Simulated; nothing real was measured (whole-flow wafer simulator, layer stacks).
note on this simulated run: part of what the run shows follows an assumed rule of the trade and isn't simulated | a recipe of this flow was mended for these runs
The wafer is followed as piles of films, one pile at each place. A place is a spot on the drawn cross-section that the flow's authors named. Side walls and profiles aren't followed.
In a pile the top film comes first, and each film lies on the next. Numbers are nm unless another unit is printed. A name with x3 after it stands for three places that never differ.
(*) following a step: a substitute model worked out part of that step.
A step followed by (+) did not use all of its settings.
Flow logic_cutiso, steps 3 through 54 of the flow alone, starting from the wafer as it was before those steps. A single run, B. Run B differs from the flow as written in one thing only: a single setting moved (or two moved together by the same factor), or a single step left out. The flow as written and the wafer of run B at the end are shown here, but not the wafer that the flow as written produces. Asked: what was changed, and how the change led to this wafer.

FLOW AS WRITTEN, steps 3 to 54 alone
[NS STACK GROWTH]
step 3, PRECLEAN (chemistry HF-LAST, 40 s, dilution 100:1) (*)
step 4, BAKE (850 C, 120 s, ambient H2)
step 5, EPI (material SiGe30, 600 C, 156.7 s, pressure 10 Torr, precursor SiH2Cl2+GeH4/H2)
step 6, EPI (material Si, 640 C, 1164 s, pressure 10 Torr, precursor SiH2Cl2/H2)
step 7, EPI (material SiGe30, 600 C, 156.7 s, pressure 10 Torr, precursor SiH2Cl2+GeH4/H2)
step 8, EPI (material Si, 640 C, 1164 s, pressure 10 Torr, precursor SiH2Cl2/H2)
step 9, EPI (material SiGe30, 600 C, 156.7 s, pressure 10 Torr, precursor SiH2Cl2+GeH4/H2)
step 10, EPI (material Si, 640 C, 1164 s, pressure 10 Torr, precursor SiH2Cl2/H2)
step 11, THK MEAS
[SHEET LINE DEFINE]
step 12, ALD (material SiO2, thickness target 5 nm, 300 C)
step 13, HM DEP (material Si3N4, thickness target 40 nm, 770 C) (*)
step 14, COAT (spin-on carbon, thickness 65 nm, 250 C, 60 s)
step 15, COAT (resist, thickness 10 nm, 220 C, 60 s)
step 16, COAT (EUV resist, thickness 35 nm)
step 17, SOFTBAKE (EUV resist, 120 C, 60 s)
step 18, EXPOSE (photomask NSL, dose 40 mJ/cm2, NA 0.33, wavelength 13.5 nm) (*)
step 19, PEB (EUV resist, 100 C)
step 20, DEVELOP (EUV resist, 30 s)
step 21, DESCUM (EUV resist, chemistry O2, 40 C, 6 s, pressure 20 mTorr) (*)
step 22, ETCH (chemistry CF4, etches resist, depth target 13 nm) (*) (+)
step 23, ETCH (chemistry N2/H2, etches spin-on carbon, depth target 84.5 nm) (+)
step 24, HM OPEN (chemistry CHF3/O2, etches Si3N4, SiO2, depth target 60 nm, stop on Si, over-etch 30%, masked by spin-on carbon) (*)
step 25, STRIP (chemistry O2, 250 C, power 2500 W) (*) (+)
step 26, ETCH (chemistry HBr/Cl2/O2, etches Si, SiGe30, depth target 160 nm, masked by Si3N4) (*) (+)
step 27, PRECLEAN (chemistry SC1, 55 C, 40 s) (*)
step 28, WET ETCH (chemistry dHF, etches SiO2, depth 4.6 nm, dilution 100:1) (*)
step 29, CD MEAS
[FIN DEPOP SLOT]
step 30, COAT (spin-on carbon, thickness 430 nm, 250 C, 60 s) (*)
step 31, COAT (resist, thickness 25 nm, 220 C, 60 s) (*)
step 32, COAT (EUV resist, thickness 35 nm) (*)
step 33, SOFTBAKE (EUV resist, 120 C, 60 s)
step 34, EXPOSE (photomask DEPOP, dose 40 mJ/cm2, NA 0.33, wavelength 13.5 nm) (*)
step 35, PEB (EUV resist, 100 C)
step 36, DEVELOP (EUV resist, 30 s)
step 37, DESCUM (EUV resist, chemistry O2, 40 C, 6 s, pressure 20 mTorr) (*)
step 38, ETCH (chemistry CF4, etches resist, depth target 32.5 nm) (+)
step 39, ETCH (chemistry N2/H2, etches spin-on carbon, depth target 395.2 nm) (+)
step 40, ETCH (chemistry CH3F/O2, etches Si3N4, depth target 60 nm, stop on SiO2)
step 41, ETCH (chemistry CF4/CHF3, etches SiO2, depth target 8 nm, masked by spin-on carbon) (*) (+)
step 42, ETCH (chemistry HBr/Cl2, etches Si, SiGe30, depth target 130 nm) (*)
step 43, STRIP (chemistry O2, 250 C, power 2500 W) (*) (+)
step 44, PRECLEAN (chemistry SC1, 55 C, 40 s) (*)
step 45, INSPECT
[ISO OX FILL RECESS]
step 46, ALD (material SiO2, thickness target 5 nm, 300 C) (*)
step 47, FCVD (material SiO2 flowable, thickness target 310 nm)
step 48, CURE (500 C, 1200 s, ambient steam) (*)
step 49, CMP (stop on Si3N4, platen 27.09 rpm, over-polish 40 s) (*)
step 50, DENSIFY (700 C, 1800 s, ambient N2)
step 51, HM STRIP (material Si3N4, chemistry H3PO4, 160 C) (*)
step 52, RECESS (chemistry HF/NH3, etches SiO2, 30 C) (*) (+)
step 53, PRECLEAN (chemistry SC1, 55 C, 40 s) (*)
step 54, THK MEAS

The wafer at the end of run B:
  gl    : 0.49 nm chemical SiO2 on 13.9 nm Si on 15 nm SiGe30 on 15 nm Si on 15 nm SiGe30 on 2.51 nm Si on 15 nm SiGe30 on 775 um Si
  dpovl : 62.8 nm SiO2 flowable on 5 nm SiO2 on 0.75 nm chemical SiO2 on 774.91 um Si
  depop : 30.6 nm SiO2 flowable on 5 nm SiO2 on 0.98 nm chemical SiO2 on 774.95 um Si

Cause: step 6, EPI: 605 C was run, though the flow has 640 C.

The path from the change to this, step by step:
  step 6, EPI (material Si, 640 C, 1164 s, pressure 10 Torr, precursor SiH2Cl2/H2)
      depop, dpovl, gfld and 19 more: Si gains 2.51 (new film) (as written it would have been: Si gains 15 (new film))
  step 26, ETCH (chemistry HBr/Cl2/O2, etches Si, SiGe30, depth target 160 nm, masked by Si3N4) (*) (+)
      dpovl, gfld, gxf, iso, isow, lnri, nsgap: chemical SiO2 loses 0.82 (all of it), Si loses 12 (all of it), SiGe30 loses 15 (all of it), Si loses 15 (all of it), SiGe30 loses 15 (all of it), Si loses 2.51 (all of it), SiGe30 loses 15 (all of it), Si loses 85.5 (as written it would have been: chemical SiO2 loses 0.82 (all of it), Si loses 12 (all of it), SiGe30 loses 15 (all of it), Si loses 15 (all of it), SiGe30 loses 15 (all of it), Si loses 15 (all of it), SiGe30 loses 15 (all of it), Si loses 73)
  step 42, ETCH (chemistry HBr/Cl2, etches Si, SiGe30, depth target 130 nm) (*)
      depop: Si loses 13.8 (all of it), SiGe30 loses 15 (all of it), Si loses 15 (all of it), SiGe30 loses 15 (all of it), Si loses 2.51 (all of it), SiGe30 loses 15 (all of it), Si loses 53.7 (as written it would have been: Si loses 13.8 (all of it), SiGe30 loses 15 (all of it), Si loses 15 (all of it), SiGe30 loses 15 (all of it), Si loses 15 (all of it), SiGe30 loses 15 (all of it), Si loses 41.2)
